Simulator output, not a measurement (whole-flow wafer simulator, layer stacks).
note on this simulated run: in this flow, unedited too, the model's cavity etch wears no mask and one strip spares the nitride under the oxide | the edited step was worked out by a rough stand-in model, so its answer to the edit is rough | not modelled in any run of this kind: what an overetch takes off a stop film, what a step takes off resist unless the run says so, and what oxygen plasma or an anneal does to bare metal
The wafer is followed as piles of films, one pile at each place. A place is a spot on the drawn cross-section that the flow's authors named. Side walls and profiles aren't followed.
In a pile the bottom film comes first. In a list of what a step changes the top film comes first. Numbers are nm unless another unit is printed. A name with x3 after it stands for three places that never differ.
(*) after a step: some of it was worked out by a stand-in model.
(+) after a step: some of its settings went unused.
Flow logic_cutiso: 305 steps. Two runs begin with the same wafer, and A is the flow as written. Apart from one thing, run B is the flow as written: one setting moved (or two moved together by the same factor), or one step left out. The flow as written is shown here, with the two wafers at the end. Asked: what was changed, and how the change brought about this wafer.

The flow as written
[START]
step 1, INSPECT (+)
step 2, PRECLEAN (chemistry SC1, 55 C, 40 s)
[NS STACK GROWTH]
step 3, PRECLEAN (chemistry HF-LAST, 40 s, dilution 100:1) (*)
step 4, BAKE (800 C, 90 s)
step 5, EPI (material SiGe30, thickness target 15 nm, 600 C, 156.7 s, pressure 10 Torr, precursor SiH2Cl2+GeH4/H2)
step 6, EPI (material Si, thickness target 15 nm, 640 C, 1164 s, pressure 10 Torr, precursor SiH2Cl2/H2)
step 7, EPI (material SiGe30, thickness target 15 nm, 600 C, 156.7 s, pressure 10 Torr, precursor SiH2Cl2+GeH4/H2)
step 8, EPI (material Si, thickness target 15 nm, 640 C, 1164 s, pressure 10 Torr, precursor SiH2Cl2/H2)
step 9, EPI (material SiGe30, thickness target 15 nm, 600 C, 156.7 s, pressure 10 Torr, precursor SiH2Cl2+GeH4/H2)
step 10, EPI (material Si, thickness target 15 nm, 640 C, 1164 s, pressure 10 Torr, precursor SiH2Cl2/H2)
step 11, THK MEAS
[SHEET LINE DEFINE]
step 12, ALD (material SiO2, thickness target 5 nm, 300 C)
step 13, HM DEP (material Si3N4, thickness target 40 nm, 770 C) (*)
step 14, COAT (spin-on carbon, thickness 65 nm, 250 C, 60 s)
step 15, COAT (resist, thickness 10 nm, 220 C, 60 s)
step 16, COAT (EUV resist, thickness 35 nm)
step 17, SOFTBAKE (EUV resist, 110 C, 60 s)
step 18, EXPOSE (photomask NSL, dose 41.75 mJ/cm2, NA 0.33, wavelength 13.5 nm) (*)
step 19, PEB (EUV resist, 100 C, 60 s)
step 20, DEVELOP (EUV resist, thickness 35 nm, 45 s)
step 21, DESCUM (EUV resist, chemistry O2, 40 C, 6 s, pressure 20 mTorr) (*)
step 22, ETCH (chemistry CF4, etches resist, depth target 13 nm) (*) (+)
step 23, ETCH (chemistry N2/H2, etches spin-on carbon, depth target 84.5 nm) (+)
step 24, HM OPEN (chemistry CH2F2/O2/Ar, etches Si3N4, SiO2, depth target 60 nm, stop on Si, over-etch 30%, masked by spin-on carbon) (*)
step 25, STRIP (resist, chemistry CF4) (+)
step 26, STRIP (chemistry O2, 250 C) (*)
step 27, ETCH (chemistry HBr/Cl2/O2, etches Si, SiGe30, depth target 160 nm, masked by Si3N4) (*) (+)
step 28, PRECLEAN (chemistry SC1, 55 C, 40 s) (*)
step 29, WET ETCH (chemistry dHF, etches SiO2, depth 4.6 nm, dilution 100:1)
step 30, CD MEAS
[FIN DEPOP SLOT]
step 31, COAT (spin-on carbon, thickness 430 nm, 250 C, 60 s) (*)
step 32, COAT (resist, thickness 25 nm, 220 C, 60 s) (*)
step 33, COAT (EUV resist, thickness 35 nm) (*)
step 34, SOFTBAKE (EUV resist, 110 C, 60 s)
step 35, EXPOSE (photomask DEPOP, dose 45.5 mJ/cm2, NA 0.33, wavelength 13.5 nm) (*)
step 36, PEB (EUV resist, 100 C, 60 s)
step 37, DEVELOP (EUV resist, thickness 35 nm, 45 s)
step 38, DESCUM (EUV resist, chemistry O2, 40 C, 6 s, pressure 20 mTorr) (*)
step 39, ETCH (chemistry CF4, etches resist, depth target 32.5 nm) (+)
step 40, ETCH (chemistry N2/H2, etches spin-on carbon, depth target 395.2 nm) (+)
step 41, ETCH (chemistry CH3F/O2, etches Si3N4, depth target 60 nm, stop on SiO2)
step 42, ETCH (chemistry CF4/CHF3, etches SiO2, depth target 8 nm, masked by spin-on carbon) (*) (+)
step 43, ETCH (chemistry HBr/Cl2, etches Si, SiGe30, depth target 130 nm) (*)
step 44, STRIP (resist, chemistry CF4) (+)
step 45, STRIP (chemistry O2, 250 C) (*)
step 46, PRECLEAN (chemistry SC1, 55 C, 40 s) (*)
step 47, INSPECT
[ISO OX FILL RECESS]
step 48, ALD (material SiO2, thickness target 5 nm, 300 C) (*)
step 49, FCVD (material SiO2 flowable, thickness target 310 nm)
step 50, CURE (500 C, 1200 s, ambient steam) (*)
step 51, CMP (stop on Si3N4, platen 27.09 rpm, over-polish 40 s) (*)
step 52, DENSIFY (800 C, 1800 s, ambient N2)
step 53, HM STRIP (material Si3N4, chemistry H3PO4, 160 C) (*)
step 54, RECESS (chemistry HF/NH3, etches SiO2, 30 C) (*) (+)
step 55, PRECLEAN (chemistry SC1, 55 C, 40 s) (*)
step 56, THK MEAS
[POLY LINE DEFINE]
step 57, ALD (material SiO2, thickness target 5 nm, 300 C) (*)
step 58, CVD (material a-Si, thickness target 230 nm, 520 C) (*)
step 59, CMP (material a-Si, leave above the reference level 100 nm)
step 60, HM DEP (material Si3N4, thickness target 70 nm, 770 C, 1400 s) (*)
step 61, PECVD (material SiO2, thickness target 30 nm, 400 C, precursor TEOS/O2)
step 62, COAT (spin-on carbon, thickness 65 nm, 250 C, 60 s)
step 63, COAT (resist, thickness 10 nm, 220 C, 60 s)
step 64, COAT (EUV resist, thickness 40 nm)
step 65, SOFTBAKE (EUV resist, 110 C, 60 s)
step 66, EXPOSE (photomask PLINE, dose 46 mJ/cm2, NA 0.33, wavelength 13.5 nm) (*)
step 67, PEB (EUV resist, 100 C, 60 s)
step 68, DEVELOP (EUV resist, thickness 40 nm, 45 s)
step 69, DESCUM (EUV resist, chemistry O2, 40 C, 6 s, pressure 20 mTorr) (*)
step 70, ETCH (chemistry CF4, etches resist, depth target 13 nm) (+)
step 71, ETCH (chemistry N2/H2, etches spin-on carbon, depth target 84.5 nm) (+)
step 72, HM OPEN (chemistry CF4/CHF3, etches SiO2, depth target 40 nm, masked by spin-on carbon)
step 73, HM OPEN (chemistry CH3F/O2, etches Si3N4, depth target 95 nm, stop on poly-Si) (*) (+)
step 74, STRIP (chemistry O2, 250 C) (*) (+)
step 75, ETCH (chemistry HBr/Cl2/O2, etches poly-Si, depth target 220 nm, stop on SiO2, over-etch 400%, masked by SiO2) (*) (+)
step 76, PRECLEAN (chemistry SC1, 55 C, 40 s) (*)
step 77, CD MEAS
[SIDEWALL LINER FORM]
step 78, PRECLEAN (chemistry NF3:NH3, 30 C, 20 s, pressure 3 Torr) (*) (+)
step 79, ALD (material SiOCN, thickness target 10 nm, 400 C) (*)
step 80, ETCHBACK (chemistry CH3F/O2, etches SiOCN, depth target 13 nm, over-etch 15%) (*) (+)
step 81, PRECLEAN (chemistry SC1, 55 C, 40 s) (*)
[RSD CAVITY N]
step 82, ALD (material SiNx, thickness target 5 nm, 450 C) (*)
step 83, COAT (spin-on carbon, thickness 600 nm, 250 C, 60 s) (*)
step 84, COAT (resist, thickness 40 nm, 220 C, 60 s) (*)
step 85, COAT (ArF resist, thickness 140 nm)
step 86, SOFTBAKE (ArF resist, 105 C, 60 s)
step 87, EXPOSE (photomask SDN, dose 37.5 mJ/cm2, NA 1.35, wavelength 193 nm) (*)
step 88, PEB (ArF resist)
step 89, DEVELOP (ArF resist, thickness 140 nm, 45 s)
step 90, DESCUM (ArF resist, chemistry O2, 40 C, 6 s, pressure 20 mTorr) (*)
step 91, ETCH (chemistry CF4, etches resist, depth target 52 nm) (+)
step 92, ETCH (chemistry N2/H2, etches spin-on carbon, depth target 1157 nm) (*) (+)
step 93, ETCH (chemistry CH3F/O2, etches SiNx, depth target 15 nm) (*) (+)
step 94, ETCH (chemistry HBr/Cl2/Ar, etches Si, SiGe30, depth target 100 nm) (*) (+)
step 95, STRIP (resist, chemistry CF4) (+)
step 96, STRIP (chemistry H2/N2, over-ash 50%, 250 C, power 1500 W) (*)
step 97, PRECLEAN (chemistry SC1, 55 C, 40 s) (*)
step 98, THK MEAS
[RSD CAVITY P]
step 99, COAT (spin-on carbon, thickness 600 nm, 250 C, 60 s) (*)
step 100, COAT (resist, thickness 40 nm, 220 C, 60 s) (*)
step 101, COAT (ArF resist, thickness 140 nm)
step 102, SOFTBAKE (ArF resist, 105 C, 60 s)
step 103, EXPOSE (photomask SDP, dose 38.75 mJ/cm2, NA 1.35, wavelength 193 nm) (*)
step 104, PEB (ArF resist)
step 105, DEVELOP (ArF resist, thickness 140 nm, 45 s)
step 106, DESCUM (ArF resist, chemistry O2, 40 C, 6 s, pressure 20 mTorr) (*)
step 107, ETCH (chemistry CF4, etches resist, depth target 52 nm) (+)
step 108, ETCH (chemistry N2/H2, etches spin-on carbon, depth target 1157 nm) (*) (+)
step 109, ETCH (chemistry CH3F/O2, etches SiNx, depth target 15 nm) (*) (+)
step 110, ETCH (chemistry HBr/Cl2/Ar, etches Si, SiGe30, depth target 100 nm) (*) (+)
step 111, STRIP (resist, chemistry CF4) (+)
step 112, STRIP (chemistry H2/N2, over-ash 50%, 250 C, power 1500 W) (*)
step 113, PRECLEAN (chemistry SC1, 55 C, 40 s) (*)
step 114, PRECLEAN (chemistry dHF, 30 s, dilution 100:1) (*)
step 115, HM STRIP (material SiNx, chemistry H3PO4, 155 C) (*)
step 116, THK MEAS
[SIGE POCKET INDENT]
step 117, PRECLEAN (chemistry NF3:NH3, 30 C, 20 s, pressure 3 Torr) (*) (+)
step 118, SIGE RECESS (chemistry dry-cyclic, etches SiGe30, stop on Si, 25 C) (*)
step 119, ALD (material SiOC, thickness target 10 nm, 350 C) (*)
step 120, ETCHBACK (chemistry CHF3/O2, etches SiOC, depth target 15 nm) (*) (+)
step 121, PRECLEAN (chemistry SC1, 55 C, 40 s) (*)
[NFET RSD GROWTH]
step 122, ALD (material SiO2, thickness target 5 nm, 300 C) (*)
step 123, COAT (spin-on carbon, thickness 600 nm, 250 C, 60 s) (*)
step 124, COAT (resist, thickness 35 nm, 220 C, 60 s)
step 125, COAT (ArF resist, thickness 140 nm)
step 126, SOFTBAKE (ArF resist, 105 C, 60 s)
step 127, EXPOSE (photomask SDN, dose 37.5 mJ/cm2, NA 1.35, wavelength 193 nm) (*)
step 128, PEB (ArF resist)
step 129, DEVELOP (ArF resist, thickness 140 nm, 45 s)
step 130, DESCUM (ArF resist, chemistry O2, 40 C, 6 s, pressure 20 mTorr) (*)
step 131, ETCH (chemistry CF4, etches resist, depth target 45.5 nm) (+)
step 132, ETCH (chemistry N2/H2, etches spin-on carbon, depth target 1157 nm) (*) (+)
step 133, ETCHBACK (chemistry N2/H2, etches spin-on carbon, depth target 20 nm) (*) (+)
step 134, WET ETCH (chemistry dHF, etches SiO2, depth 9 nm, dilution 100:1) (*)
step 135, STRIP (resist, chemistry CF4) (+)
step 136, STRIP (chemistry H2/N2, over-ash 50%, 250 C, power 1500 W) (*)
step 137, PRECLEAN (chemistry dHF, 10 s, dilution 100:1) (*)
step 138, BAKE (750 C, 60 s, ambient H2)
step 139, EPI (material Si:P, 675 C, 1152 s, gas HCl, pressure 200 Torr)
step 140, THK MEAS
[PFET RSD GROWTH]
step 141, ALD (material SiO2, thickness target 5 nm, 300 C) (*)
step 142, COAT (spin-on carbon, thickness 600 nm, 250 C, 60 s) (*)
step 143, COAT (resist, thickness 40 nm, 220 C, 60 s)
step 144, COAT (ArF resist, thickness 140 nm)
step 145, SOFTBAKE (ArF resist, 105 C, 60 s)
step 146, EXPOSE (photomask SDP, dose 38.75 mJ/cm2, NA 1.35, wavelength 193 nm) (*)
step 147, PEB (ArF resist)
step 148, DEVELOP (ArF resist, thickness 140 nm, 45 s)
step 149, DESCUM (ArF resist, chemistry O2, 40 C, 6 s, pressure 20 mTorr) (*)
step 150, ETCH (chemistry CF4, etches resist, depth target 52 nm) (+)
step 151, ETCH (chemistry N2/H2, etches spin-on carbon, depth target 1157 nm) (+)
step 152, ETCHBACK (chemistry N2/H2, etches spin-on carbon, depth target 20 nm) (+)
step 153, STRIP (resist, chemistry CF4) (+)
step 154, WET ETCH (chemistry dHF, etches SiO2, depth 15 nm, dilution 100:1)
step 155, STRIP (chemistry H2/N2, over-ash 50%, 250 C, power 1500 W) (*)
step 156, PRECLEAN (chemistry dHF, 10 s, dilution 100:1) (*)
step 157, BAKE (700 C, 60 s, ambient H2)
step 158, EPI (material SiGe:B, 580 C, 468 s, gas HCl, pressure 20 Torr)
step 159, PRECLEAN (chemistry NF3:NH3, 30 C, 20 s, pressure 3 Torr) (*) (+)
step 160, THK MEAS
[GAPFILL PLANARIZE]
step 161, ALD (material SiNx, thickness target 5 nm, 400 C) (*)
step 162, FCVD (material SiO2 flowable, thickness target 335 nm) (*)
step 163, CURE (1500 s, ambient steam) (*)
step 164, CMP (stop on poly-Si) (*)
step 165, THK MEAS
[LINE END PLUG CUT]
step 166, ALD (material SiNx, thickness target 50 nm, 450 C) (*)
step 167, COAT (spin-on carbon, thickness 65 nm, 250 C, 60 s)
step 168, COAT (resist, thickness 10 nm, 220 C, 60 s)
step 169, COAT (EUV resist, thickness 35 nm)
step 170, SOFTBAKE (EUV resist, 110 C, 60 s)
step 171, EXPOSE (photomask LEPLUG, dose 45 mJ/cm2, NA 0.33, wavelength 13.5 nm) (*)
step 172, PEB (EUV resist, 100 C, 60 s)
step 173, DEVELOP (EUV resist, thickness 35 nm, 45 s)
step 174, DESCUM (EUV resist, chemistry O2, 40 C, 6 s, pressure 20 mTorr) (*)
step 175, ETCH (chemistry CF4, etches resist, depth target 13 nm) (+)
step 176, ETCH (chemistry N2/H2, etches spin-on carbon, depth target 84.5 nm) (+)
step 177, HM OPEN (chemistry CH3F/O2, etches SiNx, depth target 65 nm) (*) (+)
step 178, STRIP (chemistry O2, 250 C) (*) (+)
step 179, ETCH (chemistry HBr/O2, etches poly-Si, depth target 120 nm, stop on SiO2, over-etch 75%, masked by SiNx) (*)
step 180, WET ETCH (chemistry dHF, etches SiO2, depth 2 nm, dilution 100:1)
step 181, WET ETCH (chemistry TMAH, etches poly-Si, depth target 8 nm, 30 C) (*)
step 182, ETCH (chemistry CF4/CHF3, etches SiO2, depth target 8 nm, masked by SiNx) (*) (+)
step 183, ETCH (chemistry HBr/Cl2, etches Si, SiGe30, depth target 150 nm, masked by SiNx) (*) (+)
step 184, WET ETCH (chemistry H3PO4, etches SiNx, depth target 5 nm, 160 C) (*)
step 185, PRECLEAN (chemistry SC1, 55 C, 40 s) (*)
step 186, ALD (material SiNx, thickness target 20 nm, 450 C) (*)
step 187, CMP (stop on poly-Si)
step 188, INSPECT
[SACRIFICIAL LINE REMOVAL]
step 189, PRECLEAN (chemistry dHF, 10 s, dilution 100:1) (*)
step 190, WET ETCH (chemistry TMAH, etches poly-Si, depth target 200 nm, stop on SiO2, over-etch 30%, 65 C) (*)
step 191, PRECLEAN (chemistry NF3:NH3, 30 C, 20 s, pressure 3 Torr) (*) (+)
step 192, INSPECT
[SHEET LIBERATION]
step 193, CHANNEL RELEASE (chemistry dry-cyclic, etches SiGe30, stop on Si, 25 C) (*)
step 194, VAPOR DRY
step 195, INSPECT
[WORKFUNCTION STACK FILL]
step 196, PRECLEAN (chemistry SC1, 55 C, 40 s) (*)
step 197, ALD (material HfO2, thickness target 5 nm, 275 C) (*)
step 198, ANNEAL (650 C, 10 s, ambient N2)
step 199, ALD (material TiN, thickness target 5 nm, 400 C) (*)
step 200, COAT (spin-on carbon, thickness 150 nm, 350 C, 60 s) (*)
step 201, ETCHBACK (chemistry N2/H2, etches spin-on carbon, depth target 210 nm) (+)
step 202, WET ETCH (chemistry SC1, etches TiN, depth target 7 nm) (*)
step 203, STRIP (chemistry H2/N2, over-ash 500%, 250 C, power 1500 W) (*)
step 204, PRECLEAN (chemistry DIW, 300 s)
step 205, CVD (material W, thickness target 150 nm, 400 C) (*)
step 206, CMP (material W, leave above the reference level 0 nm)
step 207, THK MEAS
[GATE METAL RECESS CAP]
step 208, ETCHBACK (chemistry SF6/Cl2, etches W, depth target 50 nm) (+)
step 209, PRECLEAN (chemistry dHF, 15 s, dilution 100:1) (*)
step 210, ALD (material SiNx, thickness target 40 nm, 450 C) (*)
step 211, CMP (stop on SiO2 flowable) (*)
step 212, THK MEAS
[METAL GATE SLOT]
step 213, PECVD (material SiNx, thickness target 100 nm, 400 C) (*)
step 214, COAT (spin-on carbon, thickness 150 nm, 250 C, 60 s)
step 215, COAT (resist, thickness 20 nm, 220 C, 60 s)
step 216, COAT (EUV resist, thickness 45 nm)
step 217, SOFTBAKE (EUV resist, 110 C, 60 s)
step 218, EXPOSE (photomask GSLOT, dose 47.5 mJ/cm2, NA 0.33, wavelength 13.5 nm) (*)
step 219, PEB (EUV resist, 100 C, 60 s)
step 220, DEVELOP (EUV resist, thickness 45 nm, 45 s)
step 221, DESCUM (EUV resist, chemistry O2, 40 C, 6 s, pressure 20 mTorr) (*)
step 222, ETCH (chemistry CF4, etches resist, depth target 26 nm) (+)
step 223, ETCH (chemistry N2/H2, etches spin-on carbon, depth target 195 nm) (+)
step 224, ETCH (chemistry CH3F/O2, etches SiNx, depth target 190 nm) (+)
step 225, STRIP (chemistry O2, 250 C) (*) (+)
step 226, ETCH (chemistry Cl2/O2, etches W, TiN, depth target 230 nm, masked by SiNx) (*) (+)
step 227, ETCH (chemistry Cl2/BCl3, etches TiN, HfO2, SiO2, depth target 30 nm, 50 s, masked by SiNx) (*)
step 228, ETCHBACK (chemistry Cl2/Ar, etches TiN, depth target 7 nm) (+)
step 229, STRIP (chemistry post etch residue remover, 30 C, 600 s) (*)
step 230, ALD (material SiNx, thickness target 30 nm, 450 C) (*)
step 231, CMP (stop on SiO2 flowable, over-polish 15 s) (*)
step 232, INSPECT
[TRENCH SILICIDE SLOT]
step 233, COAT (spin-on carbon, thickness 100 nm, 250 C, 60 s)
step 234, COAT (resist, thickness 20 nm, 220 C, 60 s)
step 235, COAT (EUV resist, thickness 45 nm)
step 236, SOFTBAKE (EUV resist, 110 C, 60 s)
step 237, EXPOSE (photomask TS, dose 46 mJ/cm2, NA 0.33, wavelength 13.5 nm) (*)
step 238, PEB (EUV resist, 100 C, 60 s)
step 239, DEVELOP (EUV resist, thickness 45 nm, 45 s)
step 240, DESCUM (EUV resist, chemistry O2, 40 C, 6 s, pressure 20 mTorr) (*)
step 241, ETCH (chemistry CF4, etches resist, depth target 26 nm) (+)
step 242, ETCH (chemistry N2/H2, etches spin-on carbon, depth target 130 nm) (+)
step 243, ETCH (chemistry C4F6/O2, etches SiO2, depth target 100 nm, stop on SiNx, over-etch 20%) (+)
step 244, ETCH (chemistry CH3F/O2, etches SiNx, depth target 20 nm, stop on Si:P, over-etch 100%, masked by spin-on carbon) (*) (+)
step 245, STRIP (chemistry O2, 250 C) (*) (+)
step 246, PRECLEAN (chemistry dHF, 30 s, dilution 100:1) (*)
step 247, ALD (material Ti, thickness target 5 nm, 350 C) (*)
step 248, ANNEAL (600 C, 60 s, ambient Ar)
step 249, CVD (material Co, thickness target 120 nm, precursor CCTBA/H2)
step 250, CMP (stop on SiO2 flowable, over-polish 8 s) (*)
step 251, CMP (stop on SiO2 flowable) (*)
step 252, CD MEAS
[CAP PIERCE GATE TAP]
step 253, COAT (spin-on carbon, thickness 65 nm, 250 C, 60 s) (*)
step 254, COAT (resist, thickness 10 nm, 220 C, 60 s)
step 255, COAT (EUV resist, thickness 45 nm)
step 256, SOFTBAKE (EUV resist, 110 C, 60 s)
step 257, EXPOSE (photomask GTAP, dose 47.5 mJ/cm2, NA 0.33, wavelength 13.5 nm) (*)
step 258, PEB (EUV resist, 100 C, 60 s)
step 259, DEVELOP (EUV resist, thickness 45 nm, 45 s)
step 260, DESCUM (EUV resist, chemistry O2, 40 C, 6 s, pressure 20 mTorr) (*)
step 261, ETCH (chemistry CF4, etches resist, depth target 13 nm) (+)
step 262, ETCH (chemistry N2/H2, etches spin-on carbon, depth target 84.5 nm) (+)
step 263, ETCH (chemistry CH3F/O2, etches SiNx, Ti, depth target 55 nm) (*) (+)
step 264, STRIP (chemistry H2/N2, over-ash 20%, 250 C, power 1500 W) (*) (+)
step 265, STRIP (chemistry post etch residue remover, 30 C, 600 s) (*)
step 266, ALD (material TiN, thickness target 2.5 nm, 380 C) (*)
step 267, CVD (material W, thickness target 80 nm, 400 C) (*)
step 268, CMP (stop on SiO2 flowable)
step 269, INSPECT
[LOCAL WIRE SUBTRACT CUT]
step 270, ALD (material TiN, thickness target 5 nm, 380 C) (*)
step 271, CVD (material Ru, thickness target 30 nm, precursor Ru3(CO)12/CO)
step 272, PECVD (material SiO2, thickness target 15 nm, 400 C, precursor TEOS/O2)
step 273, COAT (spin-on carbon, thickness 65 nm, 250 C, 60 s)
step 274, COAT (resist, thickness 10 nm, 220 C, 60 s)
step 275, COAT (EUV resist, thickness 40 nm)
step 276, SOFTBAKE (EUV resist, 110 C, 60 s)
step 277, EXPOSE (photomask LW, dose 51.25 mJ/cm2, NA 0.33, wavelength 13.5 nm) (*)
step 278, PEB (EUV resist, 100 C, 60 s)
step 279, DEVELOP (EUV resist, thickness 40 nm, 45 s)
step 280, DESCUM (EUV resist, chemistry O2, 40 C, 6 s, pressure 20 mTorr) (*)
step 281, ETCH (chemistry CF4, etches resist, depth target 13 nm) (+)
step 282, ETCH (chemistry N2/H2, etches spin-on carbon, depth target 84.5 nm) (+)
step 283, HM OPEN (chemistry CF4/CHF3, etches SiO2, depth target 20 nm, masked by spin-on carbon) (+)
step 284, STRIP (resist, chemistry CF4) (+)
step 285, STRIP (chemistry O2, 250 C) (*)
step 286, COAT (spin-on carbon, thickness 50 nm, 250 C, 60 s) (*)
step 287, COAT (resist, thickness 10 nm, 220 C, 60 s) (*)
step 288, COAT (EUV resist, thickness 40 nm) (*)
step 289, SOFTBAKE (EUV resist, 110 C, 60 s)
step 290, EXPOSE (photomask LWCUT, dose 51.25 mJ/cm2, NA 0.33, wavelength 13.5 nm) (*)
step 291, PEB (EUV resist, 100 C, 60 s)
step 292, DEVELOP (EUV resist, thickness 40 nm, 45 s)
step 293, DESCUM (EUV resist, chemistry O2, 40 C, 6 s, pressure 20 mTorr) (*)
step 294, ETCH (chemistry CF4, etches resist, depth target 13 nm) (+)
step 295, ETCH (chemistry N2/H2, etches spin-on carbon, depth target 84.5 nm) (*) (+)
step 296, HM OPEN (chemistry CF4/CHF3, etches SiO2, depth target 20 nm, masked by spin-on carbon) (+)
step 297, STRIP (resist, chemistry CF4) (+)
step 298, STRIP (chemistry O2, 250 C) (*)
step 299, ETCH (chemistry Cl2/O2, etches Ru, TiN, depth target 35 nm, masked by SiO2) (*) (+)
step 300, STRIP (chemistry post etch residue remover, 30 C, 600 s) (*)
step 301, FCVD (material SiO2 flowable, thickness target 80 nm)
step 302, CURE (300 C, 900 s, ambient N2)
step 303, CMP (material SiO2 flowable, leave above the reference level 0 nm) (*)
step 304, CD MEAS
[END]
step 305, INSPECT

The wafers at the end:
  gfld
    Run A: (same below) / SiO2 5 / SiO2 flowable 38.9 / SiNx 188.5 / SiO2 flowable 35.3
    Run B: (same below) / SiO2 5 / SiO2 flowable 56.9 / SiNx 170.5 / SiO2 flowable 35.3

Cause: step 227, ETCH: depth target 12 nm was run, whereas the flow has depth target 30 nm; step 227, ETCH: 20 s was run, where the flow has 50 s.

How this came from the change, step by step:
  step 227, ETCH (chemistry Cl2/BCl3, etches TiN, HfO2, SiO2, depth target 30 nm, 50 s, masked by SiNx) (*)
      depop, dpovl, gl and 18 more: A -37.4 SiNx | B -15 SiNx
      gfld: A -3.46 HfO2 (all of it), -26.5 SiO2 flowable | B -3.46 HfO2 (all of it), -8.54 SiO2 flowable
  step 231, CMP (stop on SiO2 flowable, over-polish 15 s) (*)
      depop, dpovl, gfld and 10 more: A -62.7 SiNx | B -85.2 SiNx
      lnr, lnri, lnrp, lnrt: A -61 SiNx (all of it), -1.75 SiOCN | B -83.4 SiNx (all of it), -1.75 SiOCN
      (as well as at 5 more places)
